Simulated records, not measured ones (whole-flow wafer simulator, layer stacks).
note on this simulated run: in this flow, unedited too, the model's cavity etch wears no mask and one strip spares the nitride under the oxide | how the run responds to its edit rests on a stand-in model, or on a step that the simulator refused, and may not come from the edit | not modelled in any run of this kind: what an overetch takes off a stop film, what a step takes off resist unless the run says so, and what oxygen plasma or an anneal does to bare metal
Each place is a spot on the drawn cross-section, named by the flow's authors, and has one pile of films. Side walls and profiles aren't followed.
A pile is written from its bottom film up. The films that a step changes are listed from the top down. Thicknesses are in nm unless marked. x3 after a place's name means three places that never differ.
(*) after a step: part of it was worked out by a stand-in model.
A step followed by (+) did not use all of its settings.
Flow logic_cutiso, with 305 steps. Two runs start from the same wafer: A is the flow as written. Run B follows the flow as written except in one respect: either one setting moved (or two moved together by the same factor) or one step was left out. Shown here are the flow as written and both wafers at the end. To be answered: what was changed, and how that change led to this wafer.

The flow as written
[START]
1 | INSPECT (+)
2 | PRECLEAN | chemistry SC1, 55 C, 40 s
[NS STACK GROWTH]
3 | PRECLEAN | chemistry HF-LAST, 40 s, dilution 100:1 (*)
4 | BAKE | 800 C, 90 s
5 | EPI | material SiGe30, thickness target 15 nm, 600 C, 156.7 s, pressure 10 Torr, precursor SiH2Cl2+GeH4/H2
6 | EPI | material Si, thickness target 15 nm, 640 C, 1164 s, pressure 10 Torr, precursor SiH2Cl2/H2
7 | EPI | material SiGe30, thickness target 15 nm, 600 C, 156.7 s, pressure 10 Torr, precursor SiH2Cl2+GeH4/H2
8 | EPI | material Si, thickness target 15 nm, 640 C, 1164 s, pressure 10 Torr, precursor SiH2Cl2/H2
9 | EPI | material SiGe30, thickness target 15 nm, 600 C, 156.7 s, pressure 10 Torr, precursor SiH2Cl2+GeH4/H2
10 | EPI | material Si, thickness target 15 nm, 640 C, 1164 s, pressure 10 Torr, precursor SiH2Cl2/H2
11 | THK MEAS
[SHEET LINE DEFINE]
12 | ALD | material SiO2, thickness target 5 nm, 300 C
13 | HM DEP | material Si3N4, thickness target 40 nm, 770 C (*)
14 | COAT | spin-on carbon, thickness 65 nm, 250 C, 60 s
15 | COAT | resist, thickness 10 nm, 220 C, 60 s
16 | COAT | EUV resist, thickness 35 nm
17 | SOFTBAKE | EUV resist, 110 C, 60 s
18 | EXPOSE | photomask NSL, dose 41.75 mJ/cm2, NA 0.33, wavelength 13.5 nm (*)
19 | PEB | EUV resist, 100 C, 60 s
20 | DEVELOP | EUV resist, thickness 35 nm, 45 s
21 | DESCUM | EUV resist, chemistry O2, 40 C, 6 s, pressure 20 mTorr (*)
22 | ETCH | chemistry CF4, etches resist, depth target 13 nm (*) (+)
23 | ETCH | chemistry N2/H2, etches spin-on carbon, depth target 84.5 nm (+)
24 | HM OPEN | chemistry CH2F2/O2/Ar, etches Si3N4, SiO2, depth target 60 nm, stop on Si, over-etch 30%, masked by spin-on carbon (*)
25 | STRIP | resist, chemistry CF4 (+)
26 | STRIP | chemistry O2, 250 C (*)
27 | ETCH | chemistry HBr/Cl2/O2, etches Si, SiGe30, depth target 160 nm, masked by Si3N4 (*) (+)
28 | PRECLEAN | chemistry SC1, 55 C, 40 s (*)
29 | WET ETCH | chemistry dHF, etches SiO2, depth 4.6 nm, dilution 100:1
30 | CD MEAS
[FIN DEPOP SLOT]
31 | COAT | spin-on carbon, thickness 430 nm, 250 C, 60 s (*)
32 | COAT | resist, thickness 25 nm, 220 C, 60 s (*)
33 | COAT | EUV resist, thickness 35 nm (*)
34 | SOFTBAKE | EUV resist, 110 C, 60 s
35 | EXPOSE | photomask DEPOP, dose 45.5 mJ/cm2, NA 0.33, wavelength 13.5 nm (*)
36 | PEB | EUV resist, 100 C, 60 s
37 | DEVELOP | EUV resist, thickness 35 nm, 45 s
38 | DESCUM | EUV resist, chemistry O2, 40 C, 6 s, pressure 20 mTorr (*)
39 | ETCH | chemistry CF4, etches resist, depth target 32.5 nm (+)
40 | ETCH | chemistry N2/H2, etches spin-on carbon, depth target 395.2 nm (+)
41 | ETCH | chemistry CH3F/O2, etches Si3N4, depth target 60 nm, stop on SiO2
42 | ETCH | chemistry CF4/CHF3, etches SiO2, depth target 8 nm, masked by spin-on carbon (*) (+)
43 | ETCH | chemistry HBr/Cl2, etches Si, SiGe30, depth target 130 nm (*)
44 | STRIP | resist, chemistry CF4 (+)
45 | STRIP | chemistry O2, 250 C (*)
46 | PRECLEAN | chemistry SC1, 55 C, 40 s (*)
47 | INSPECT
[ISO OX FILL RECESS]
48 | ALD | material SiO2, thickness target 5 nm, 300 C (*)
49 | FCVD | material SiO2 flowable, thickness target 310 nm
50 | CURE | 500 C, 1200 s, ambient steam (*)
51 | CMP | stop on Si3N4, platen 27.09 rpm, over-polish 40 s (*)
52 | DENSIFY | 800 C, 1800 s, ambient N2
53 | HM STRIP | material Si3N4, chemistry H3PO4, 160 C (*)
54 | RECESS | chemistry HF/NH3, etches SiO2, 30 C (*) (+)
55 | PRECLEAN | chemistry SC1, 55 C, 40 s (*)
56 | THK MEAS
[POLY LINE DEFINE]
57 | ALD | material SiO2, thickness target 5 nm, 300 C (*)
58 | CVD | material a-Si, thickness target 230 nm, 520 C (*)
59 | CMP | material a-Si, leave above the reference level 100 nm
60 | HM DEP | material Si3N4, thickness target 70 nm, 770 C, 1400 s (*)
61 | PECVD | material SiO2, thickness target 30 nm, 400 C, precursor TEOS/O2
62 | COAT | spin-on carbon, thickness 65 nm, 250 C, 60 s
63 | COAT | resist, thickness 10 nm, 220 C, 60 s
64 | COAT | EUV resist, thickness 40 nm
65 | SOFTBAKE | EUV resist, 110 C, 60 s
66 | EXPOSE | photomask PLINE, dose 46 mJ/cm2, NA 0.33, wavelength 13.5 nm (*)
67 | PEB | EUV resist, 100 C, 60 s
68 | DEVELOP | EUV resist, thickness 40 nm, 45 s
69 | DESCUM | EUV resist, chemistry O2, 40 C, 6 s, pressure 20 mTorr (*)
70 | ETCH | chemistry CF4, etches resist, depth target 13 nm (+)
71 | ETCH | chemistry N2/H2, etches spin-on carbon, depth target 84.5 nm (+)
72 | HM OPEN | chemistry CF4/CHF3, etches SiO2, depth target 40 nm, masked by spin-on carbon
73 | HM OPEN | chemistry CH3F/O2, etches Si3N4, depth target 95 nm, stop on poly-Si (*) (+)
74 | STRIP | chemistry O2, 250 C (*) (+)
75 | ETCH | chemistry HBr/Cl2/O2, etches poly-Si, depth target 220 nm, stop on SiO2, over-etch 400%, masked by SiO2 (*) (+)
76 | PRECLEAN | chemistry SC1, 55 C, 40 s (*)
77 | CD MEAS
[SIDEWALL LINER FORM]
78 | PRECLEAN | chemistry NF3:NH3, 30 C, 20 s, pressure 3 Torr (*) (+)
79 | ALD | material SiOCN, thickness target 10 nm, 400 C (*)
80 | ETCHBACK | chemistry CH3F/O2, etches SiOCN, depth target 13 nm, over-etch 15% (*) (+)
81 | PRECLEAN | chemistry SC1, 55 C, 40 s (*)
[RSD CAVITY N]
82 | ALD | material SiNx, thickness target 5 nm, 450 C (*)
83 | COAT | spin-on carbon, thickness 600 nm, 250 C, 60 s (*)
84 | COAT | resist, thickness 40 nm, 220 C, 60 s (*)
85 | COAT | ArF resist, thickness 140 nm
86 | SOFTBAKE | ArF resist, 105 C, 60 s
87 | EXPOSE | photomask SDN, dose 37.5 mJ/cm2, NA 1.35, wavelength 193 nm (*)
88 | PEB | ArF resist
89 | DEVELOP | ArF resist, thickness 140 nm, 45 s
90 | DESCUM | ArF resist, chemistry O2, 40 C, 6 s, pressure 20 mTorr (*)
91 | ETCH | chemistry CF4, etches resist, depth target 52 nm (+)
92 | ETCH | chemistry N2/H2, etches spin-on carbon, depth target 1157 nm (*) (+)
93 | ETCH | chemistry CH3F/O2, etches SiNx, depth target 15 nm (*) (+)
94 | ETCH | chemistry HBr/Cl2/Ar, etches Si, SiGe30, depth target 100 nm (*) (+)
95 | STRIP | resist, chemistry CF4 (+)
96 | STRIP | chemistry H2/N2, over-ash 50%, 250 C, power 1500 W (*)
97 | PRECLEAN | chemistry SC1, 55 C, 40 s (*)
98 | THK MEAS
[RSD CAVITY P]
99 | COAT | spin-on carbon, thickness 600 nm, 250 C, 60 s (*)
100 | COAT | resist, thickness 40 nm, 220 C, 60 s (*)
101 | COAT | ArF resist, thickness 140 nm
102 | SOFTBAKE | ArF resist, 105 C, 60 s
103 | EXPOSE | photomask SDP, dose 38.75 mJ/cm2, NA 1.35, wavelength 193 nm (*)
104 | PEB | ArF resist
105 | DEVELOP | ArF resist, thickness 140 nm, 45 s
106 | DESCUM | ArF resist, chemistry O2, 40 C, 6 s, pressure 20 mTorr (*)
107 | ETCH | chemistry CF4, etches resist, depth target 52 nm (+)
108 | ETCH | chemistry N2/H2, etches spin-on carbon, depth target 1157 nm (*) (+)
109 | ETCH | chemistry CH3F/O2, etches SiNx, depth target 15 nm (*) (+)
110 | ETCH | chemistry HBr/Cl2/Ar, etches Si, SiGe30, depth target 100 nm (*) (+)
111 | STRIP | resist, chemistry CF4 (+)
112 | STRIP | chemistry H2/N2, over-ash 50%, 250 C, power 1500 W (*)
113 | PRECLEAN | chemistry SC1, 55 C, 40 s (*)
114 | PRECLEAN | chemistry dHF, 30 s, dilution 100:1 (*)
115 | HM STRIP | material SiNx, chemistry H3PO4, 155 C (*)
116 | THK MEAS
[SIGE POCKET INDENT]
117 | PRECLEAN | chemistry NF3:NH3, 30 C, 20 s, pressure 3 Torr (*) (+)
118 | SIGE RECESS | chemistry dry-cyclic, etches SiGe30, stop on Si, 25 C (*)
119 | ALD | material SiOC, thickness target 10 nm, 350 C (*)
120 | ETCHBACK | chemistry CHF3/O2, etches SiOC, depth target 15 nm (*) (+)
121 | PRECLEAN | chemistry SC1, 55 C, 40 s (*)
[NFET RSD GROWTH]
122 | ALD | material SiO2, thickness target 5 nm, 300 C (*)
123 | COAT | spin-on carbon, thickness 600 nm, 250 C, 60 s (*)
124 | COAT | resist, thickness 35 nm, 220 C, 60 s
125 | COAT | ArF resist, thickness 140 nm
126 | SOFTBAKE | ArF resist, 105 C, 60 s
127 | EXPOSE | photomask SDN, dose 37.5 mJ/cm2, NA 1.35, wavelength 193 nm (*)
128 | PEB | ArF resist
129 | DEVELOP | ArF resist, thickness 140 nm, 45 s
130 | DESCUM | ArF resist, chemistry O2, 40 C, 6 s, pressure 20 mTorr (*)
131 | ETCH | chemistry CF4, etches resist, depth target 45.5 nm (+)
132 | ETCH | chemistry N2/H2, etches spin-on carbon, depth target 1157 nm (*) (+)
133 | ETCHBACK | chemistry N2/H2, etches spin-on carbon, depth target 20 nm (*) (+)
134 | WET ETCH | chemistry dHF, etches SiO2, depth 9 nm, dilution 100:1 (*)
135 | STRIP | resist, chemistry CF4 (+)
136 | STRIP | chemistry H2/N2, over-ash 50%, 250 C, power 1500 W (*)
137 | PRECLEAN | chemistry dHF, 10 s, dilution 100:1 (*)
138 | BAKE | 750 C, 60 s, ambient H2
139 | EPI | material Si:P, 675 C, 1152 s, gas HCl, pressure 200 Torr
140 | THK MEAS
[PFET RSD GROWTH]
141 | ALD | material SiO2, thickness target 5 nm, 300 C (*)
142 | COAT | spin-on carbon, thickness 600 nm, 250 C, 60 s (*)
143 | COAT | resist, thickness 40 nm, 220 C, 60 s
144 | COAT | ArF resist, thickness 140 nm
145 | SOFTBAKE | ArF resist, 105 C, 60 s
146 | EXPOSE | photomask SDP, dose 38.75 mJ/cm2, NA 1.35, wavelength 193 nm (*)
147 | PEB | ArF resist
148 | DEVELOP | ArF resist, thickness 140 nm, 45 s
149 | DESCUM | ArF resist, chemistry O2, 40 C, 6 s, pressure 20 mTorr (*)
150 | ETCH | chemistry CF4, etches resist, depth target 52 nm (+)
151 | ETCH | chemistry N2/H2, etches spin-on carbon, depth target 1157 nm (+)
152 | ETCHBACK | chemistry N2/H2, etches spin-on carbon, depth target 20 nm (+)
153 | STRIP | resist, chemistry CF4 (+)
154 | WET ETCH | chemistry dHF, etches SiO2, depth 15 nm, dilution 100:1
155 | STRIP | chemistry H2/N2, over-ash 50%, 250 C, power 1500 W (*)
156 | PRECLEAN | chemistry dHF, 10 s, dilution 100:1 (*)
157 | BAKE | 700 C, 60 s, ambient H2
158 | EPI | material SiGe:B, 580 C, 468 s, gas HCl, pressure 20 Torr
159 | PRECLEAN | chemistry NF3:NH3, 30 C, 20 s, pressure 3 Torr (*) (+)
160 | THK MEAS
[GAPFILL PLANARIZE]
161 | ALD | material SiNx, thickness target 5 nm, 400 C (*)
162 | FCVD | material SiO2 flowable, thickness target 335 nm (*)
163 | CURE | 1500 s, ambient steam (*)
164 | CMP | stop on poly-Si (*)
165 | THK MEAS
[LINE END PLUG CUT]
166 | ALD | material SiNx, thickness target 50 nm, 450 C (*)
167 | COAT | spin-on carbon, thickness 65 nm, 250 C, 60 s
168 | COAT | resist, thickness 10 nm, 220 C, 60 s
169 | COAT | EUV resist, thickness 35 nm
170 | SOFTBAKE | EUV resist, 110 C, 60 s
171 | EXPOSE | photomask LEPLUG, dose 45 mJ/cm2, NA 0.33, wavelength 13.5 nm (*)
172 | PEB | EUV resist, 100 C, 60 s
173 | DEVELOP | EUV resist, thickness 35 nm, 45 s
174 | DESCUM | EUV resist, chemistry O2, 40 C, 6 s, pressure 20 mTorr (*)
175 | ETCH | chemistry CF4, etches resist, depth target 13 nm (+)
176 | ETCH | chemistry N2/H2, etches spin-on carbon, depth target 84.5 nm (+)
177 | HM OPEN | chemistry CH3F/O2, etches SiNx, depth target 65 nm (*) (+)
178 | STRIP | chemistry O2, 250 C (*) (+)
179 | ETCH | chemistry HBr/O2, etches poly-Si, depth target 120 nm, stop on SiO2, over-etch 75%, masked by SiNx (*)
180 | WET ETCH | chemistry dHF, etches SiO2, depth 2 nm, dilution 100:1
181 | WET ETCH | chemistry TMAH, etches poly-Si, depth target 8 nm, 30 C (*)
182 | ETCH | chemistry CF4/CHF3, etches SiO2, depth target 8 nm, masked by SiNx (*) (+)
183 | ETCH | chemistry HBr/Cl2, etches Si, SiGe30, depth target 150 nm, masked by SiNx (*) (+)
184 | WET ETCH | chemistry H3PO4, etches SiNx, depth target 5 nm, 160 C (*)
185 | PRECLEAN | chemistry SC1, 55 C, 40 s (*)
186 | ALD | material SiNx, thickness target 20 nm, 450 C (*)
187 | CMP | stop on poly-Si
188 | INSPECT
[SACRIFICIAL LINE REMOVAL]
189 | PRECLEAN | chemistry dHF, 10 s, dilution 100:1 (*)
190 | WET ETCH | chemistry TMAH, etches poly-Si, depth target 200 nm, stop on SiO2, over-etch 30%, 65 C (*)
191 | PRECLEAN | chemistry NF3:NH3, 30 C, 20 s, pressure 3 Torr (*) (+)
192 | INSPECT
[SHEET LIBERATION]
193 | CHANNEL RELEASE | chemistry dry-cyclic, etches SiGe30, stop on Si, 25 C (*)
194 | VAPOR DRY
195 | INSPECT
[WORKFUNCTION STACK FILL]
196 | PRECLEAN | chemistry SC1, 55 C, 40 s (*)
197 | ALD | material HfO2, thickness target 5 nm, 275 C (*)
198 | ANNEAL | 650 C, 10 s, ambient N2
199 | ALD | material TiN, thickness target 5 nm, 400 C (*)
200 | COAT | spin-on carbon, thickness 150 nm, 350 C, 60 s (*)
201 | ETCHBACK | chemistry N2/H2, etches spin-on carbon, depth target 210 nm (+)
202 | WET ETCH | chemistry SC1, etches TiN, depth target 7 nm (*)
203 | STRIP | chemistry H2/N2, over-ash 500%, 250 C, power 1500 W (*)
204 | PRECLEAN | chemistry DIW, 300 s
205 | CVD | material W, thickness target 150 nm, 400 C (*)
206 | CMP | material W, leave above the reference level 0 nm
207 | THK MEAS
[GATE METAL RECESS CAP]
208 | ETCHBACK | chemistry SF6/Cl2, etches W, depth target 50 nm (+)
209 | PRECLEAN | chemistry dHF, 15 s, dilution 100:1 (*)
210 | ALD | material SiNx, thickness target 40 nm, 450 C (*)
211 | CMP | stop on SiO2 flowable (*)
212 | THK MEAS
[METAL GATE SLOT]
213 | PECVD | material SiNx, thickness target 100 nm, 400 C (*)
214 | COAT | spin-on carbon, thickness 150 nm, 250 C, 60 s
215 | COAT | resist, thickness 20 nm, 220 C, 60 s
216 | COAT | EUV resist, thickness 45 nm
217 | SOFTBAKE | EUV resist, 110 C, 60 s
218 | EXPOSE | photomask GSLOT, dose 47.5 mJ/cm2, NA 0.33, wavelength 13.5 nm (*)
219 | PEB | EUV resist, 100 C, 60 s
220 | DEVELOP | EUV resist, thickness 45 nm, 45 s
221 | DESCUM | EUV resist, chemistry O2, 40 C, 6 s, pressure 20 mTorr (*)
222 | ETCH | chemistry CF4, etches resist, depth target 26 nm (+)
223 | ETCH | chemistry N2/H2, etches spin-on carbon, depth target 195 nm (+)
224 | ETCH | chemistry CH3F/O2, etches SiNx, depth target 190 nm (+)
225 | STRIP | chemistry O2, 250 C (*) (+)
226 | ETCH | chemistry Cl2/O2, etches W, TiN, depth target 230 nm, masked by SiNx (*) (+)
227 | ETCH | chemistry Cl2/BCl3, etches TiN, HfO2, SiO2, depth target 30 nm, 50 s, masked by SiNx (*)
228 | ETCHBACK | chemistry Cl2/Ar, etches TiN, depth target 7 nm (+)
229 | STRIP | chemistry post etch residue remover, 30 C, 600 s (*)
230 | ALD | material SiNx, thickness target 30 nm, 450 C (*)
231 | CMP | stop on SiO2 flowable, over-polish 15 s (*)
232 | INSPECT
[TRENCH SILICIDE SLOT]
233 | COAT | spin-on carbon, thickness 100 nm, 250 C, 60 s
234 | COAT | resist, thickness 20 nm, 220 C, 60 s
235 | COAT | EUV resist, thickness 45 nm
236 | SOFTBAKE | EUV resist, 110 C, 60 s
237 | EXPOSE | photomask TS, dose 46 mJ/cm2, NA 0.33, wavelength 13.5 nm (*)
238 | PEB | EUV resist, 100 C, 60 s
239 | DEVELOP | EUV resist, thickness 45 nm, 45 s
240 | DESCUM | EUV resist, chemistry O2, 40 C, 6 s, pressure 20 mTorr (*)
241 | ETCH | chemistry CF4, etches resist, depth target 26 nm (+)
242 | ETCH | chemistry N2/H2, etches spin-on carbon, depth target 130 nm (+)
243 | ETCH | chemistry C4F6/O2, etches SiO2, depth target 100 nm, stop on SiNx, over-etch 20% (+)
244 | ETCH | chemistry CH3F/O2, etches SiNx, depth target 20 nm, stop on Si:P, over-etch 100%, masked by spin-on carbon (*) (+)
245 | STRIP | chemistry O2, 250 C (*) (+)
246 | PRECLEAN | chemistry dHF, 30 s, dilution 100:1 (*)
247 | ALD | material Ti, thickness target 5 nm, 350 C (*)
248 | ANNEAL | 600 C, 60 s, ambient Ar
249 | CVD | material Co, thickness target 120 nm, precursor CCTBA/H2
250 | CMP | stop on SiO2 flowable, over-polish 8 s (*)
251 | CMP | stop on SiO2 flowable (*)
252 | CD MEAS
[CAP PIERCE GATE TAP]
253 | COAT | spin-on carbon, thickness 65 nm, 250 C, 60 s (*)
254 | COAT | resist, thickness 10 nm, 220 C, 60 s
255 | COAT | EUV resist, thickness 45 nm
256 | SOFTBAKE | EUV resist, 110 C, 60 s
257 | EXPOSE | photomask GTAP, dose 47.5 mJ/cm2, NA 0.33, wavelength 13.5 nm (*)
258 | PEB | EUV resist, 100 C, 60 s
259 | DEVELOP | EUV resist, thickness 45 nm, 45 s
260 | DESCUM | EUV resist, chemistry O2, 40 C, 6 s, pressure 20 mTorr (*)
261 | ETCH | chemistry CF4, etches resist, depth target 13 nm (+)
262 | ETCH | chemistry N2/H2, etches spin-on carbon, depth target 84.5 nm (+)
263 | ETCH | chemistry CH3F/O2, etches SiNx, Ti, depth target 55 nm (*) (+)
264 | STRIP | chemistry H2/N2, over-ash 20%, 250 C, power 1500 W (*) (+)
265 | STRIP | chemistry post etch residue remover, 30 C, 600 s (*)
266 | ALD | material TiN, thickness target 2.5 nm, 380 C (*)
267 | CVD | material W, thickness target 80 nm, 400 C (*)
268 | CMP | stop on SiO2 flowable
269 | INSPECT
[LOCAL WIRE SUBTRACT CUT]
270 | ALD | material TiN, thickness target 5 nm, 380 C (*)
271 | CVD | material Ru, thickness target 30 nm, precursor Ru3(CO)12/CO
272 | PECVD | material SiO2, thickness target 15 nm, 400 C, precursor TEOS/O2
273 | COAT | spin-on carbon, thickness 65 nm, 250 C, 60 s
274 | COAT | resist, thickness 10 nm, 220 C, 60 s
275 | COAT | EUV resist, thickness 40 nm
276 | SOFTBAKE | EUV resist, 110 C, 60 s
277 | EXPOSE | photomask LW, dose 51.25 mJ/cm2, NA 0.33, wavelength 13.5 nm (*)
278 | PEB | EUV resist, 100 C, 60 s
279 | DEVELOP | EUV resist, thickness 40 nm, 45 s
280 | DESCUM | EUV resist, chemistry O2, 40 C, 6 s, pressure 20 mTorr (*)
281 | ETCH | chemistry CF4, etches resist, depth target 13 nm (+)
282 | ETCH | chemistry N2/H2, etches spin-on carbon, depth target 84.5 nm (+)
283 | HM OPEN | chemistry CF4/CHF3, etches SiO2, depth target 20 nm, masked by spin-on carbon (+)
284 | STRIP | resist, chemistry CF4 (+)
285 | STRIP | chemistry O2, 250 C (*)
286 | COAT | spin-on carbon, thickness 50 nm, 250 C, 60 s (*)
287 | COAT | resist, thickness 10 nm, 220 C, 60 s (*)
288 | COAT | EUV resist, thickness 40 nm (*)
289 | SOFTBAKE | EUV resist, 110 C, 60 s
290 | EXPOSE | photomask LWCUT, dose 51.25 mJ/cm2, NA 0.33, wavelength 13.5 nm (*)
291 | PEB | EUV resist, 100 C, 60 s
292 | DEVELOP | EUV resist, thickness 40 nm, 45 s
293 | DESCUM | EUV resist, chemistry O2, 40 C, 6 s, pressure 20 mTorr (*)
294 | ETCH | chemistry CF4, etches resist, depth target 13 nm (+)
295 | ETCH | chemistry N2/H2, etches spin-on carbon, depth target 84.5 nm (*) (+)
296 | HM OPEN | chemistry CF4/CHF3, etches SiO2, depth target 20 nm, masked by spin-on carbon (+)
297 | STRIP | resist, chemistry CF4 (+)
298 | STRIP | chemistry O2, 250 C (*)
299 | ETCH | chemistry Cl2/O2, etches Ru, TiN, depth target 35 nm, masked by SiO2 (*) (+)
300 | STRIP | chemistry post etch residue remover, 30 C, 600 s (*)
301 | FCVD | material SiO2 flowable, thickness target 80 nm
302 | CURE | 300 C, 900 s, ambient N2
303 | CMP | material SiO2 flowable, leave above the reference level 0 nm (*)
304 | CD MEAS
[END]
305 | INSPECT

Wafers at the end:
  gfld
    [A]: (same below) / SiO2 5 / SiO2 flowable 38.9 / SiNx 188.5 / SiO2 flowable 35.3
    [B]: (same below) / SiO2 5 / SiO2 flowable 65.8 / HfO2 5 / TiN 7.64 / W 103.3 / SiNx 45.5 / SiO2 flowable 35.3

The reason: step 224, ETCH: depth target 133 nm was run, whereas the flow has depth target 190 nm.

Step by step, how the change led to this:
  224 | ETCH | chemistry CH3F/O2, etches SiNx, depth target 190 nm (+)
      gfld: A SiNx loses 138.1 (all of it), W loses 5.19 | B SiNx loses 133
      depop, dpovl, gl and 18 more: A resist loses 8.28 (all of it), spin-on carbon loses 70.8 | B resist loses 8.28 (all of it), spin-on carbon loses 43.6
  225 | STRIP | chemistry O2, 250 C (*) (+)
      gl, glp, gxf and 11 more: A spin-on carbon loses 79.3 (all of it) | B spin-on carbon loses 106.4 (all of it)
      depop, dpovl, isow, ns, nsgap, rsdn, rsdx: A spin-on carbon loses 79.2 (all of it) | B spin-on carbon loses 106.4 (all of it)
  226 | ETCH | chemistry Cl2/O2, etches W, TiN, depth target 230 nm, masked by SiNx (*) (+)
      depop, dpovl, gl and 18 more: A SiNx loses 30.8 | B nothing
      gfld: A W loses 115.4 (all of it), TiN loses 7.64 (all of it), HfO2 loses 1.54 | B nothing
  227 | ETCH | chemistry Cl2/BCl3, etches TiN, HfO2, SiO2, depth target 30 nm, 50 s, masked by SiNx (*)
      gfld: A HfO2 loses 3.46 (all of it), SiO2 flowable loses 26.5 | B SiNx loses 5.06 (all of it), W loses 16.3
  228 | ETCHBACK | chemistry Cl2/Ar, etches TiN, depth target 7 nm (+)
      gfld: A SiO2 flowable loses 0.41 | B W loses 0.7
  230 | ALD | material SiNx, thickness target 30 nm, 450 C (*)
      gfld: A SiNx gains 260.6 (new film) | B SiNx gains 148.5 (new film)
  231 | CMP | stop on SiO2 flowable, over-polish 15 s (*)
      depop, dpovl, gfld and 10 more: A SiNx loses 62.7 | B SiNx loses 93.5
      lnr, lnri, lnrp, lnrt: A SiNx loses 61 (all of it), SiOCN loses 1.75 | B SiNx loses 91.7 (all of it), SiOCN loses 1.75
      (and at 5 other places as well)
With metal films that touch counted as one body, gfld has 1 body; the flow as written gives 0 bodies.
